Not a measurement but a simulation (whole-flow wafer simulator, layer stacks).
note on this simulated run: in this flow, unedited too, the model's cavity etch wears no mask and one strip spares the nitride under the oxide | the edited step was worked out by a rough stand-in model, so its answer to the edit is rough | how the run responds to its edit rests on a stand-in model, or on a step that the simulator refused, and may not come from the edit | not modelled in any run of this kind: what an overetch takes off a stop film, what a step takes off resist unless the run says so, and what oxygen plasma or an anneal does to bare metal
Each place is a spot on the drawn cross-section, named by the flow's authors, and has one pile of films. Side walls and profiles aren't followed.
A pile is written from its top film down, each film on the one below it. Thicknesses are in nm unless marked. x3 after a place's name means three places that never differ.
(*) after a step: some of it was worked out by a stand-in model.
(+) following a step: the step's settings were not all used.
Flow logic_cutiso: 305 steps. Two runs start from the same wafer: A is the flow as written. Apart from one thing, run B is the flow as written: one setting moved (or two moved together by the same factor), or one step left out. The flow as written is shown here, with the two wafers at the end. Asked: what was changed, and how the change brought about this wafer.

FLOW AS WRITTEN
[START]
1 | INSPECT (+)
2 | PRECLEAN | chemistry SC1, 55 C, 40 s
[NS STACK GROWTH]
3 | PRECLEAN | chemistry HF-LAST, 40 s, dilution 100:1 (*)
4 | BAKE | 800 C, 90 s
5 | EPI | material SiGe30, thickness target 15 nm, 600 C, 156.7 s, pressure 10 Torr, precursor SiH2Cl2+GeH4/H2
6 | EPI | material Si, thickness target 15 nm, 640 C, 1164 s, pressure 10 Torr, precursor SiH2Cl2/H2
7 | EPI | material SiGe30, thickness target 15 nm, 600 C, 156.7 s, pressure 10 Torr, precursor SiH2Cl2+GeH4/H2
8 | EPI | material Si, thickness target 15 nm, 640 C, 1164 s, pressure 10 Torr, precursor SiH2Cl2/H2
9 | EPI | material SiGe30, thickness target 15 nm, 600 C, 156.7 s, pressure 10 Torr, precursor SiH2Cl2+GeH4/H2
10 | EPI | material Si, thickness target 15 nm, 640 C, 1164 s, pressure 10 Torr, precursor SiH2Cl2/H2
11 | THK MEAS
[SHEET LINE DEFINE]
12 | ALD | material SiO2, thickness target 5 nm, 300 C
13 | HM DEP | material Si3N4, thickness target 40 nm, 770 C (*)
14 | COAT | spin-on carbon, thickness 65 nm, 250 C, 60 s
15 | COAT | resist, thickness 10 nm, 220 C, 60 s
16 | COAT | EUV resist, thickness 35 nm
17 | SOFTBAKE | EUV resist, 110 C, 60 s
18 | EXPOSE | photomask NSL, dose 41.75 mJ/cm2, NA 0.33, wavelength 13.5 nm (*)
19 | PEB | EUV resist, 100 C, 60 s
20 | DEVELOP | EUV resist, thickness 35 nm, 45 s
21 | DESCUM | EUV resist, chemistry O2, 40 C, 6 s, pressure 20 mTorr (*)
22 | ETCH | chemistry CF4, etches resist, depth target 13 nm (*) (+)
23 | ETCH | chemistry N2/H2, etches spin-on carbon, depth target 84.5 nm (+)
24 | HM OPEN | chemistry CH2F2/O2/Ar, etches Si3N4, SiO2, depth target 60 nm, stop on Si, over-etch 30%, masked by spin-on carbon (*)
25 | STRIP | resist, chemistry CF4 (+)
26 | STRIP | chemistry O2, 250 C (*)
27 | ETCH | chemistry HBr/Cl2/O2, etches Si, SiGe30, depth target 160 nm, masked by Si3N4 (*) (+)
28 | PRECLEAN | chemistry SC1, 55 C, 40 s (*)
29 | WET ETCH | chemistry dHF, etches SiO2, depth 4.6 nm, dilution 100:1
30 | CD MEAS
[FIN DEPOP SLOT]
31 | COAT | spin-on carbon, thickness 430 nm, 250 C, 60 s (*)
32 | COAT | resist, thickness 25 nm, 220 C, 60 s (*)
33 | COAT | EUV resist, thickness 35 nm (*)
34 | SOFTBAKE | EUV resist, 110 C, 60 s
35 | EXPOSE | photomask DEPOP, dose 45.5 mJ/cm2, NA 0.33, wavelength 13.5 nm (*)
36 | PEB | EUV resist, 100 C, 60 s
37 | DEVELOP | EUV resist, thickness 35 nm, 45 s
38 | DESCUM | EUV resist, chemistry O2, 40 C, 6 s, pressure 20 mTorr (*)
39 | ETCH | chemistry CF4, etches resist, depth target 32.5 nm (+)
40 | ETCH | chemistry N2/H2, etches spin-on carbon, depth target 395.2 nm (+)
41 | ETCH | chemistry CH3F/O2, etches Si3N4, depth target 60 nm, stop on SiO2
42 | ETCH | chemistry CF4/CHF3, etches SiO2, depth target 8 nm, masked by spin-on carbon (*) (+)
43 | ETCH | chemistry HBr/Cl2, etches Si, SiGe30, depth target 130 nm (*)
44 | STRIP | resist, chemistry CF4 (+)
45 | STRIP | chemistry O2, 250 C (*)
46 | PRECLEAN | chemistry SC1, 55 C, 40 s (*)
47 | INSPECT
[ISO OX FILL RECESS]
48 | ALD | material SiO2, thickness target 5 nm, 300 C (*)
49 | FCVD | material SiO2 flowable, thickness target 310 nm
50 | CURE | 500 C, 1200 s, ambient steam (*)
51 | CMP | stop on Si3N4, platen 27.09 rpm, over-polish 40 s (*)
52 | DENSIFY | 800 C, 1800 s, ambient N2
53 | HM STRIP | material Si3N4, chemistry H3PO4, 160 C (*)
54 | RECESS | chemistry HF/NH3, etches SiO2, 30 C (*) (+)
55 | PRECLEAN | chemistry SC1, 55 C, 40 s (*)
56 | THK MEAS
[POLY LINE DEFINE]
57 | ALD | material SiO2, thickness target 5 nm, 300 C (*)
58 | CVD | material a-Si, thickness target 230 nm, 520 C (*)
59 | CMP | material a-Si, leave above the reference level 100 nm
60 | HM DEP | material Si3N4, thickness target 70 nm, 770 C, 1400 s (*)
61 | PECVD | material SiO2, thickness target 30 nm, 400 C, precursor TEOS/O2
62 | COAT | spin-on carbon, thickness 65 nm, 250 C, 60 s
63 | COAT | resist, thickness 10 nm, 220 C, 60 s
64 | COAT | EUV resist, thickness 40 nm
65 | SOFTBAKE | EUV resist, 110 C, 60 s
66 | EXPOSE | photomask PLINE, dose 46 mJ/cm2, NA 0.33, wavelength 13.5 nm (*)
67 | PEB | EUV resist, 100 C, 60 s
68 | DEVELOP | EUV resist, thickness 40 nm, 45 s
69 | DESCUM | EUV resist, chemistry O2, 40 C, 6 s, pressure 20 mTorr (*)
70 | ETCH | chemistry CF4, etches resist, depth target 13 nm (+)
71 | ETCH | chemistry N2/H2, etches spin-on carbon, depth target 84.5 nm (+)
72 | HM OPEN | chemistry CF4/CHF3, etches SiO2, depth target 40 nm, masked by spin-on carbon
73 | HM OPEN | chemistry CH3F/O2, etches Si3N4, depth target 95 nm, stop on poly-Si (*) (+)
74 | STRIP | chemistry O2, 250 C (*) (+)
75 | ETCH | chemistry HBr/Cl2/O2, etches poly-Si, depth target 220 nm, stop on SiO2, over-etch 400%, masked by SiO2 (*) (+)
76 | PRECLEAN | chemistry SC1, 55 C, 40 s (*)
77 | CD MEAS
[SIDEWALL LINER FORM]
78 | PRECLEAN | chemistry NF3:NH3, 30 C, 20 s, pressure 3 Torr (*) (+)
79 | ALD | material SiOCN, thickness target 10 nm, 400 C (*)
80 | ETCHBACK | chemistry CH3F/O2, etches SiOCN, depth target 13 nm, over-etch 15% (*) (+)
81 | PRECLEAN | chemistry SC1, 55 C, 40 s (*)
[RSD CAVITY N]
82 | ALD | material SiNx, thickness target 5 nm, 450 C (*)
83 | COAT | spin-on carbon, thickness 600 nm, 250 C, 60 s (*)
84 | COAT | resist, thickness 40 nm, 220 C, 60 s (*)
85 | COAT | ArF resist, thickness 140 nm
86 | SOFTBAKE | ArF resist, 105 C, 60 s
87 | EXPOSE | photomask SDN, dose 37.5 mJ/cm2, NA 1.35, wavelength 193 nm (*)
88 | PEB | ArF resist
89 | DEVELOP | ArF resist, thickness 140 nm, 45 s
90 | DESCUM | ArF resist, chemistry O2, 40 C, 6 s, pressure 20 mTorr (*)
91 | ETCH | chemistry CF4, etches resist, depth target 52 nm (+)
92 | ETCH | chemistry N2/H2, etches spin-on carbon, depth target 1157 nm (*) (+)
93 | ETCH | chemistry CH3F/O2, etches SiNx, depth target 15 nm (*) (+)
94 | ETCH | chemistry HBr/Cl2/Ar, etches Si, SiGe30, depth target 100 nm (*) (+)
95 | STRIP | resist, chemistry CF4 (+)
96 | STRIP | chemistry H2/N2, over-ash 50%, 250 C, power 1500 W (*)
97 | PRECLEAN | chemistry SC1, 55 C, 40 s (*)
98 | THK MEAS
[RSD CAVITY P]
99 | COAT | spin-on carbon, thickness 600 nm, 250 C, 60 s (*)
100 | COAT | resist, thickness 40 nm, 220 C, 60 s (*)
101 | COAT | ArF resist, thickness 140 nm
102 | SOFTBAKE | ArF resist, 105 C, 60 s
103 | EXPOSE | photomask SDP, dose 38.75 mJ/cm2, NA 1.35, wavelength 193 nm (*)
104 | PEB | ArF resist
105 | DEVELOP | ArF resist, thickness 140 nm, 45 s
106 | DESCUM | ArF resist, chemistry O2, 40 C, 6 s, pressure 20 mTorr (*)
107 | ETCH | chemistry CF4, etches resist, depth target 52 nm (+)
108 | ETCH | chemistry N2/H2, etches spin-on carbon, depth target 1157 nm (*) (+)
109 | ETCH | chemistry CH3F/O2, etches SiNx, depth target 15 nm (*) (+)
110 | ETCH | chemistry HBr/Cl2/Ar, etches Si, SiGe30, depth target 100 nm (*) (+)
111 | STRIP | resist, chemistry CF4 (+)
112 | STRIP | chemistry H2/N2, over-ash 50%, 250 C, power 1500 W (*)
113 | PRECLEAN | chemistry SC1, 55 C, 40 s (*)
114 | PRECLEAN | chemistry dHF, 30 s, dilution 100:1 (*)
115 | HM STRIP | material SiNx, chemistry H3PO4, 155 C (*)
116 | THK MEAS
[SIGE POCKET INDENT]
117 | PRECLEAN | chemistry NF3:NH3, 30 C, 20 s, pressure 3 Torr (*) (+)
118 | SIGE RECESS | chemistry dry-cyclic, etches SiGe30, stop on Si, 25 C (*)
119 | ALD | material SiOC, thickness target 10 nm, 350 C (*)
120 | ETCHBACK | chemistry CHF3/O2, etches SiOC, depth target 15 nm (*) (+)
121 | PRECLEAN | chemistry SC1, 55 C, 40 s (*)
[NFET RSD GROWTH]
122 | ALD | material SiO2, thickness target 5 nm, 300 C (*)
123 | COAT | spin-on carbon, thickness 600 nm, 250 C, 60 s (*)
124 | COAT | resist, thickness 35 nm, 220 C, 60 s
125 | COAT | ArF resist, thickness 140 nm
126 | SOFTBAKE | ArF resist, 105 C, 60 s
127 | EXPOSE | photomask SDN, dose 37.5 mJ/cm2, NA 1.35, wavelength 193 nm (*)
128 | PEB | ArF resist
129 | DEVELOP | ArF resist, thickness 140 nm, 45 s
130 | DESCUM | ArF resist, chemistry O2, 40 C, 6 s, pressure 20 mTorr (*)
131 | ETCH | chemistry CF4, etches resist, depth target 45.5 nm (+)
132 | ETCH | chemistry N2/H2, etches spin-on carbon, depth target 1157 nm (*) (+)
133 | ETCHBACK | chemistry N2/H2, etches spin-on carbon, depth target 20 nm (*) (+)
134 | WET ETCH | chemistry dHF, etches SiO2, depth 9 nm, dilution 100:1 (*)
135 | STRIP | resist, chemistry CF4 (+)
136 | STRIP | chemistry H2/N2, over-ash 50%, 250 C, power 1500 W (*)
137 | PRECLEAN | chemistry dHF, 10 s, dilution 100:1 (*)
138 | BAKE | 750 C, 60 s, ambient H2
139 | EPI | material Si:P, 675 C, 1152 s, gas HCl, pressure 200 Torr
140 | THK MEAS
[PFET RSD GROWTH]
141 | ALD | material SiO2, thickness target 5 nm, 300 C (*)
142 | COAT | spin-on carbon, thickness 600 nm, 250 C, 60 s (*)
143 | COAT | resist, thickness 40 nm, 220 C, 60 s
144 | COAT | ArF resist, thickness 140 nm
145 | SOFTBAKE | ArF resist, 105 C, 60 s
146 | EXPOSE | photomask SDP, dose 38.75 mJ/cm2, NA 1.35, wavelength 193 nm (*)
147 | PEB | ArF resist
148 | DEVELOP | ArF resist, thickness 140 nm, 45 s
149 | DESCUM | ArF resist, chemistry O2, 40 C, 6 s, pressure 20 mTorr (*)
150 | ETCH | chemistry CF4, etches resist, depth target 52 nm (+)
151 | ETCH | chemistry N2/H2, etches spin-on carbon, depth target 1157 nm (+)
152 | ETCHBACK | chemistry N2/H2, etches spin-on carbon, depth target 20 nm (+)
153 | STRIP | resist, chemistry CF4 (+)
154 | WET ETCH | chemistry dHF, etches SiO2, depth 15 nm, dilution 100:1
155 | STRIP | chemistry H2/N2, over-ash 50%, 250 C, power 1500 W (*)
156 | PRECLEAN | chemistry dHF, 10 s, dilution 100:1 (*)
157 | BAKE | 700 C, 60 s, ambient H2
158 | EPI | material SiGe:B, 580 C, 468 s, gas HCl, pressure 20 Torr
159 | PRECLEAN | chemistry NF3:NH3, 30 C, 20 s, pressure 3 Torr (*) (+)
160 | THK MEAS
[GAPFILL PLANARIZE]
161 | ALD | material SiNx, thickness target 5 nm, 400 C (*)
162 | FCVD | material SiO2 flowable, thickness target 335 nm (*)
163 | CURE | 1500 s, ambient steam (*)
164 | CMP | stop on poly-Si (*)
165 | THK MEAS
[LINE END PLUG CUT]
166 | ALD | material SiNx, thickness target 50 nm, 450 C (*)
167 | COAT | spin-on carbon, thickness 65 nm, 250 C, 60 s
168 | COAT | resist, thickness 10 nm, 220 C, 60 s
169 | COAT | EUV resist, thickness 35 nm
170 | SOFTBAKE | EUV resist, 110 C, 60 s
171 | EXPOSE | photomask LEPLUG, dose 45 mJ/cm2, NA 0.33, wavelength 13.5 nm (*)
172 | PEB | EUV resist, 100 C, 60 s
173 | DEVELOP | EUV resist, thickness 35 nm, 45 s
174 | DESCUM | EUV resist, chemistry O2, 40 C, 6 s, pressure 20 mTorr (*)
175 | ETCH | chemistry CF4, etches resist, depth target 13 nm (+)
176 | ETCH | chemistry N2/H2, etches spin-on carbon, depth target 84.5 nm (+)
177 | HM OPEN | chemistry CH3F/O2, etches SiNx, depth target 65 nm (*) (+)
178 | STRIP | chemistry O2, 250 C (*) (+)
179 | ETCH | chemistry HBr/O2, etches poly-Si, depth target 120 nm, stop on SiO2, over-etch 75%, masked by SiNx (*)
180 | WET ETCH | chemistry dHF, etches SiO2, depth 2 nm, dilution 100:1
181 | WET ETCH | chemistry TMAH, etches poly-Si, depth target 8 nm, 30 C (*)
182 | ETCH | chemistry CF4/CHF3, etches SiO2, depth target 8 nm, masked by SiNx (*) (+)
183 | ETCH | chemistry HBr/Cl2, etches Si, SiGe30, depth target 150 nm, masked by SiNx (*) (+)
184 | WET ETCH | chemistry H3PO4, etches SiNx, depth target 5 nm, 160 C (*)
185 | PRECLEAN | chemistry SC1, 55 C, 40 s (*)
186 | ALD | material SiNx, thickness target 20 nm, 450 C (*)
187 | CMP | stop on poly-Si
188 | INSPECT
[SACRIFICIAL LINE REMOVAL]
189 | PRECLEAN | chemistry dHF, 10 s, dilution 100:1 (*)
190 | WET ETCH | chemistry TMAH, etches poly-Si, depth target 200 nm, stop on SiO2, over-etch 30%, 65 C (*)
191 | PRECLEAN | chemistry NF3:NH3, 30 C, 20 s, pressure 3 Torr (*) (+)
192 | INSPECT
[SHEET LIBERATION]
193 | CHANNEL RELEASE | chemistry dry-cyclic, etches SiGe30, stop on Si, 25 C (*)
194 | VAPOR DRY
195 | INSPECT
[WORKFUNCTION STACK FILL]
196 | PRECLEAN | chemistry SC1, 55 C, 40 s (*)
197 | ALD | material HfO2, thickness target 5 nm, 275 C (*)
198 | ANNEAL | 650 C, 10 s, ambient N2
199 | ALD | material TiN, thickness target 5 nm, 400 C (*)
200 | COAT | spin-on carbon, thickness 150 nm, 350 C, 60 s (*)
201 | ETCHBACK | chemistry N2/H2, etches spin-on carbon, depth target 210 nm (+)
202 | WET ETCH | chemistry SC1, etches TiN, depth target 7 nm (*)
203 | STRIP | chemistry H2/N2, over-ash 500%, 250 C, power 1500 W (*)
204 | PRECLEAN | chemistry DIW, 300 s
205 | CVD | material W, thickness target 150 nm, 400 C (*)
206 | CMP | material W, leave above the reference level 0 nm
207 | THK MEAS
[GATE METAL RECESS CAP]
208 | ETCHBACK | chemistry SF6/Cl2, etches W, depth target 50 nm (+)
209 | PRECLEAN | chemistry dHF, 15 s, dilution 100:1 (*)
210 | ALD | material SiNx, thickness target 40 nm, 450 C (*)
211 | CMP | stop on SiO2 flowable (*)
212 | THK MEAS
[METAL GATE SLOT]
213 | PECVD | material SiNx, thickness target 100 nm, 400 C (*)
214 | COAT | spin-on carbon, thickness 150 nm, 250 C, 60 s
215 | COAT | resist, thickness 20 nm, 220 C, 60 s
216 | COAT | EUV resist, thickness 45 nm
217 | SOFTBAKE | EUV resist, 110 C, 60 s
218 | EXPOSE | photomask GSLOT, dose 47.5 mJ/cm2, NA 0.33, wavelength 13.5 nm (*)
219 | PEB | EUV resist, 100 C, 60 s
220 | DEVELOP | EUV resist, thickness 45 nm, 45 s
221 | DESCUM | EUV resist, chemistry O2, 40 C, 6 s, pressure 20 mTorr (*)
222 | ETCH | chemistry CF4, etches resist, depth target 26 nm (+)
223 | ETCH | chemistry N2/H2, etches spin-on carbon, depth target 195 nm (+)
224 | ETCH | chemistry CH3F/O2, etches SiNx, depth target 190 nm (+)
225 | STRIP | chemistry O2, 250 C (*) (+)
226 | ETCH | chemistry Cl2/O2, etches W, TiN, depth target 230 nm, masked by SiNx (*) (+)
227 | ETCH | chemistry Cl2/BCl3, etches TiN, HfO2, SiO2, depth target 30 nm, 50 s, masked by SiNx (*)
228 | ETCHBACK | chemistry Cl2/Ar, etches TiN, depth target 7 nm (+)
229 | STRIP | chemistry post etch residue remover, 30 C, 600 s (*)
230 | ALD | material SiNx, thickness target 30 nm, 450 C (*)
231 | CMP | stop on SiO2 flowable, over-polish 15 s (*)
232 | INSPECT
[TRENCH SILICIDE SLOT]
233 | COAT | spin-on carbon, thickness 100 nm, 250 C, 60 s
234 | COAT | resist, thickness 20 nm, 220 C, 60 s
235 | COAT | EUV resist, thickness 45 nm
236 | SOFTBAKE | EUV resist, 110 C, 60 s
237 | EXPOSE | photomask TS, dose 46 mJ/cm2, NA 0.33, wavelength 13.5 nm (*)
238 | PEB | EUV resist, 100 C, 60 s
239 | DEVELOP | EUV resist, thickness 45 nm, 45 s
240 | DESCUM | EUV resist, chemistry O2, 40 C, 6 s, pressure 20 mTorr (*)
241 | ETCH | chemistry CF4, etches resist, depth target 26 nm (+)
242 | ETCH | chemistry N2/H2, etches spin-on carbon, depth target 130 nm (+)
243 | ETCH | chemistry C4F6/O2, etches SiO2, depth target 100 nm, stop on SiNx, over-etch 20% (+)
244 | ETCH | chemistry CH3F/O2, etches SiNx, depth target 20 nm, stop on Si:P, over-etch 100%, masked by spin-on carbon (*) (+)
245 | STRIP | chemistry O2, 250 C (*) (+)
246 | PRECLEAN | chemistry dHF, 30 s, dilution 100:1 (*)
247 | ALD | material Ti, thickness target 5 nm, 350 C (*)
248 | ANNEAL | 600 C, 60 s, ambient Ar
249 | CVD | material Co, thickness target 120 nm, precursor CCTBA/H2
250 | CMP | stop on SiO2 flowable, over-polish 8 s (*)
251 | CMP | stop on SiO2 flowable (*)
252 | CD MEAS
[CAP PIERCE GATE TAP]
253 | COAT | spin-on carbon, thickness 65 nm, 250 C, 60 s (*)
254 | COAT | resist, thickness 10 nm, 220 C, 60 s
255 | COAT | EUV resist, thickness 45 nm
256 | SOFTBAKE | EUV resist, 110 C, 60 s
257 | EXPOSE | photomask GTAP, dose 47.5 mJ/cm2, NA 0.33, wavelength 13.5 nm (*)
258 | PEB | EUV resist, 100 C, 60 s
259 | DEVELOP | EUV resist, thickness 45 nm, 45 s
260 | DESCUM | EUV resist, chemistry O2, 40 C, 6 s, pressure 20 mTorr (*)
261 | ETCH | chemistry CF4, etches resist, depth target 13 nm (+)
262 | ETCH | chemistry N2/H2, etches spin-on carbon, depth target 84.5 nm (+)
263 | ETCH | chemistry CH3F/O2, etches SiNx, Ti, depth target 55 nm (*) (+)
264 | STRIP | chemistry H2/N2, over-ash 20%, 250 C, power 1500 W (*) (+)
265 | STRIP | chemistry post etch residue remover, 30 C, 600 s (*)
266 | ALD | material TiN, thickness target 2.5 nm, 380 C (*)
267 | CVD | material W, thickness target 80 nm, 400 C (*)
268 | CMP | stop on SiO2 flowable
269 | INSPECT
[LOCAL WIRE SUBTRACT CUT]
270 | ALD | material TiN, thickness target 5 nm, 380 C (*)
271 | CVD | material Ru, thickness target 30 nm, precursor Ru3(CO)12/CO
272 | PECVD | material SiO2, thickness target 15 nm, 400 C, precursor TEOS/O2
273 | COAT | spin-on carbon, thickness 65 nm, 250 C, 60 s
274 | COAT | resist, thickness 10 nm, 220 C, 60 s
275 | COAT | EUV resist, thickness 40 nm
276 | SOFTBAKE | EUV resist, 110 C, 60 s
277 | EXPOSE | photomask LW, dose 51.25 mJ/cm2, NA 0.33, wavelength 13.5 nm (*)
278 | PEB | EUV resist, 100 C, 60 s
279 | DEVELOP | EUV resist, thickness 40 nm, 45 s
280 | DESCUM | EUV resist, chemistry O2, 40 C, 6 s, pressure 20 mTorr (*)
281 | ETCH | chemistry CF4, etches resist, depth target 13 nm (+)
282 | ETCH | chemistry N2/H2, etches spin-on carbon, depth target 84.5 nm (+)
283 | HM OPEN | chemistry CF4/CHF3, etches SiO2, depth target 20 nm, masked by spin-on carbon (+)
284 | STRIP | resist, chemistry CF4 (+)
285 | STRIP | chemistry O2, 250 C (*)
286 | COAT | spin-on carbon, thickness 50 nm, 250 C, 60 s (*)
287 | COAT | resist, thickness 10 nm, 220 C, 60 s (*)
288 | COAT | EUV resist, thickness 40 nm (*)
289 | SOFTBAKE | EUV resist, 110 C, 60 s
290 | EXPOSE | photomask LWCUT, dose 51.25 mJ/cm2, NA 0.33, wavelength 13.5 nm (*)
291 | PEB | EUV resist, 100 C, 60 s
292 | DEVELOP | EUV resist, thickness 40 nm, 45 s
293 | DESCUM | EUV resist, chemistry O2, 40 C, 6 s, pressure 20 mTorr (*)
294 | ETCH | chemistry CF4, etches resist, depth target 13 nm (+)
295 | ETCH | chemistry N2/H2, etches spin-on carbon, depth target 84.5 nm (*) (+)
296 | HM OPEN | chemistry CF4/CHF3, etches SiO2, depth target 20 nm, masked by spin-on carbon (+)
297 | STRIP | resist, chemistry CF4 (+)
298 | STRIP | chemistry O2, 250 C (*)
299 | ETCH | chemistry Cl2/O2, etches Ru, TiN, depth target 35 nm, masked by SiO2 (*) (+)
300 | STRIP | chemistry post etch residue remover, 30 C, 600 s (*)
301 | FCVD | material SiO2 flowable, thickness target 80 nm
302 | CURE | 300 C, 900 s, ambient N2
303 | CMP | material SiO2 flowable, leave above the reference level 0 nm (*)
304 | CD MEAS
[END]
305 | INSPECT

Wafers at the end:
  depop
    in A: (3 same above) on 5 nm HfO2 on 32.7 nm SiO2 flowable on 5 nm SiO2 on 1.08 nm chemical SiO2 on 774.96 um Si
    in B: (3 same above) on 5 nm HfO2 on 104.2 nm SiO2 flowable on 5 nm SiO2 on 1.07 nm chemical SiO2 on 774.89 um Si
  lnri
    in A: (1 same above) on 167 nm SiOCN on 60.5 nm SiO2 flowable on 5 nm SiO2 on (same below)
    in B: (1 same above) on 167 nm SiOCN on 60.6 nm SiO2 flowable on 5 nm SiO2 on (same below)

The reason: step 43, ETCH: depth target 201.5 nm was run, though the flow has depth target 130 nm.

The path from the change to this, step by step:
  43 | ETCH | chemistry HBr/Cl2, etches Si, SiGe30, depth target 130 nm (*)
      dpovl, gl, glp and 16 more: A spin-on carbon loses 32 | B spin-on carbon loses 46.3
      depop: A Si loses 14 (all of it), SiGe30 loses 15 (all of it), Si loses 15 (all of it), SiGe30 loses 15 (all of it), Si loses 15 (all of it), SiGe30 loses 15 (all of it), Si loses 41 | B Si loses 14 (all of it), SiGe30 loses 15 (all of it), Si loses 15 (all of it), SiGe30 loses 15 (all of it), Si loses 15 (all of it), SiGe30 loses 15 (all of it), Si loses 112.5
      (also at 2 further places)
  45 | STRIP | chemistry O2, 250 C (*)
      gfld, lnri: A chemical SiO2 gains 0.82 (new film), spin-on carbon loses 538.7 (all of it), Si loses 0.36 | B chemical SiO2 gains 0.81 (new film), spin-on carbon loses 524.4 (all of it), Si loses 0.36
      glp, tap: A spin-on carbon loses 347.6 (all of it) | B spin-on carbon loses 333.3 (all of it)
      (also at 17 further places)
  49 | FCVD | material SiO2 flowable, thickness target 310 nm
      depop: A SiO2 flowable gains 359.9 (new film) | B SiO2 flowable gains 426.1 (new film)
      ns: A SiO2 flowable gains 201.3 (new film) | B SiO2 flowable gains 196.1 (new film)
  51 | CMP | stop on Si3N4, platen 27.09 rpm, over-polish 40 s (*)
      depop: A SiO2 flowable loses 200.5 | B SiO2 flowable loses 195.1
      dpovl: A SiO2 flowable loses 200.4 | B SiO2 flowable loses 195
      (also at 3 further places)
  52 | DENSIFY | 800 C, 1800 s, ambient N2
      depop: A SiO2 flowable loses 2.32 | B SiO2 flowable loses 3.42
      nsgap: A SiO2 flowable loses 2.13 | B SiO2 flowable loses 2.87
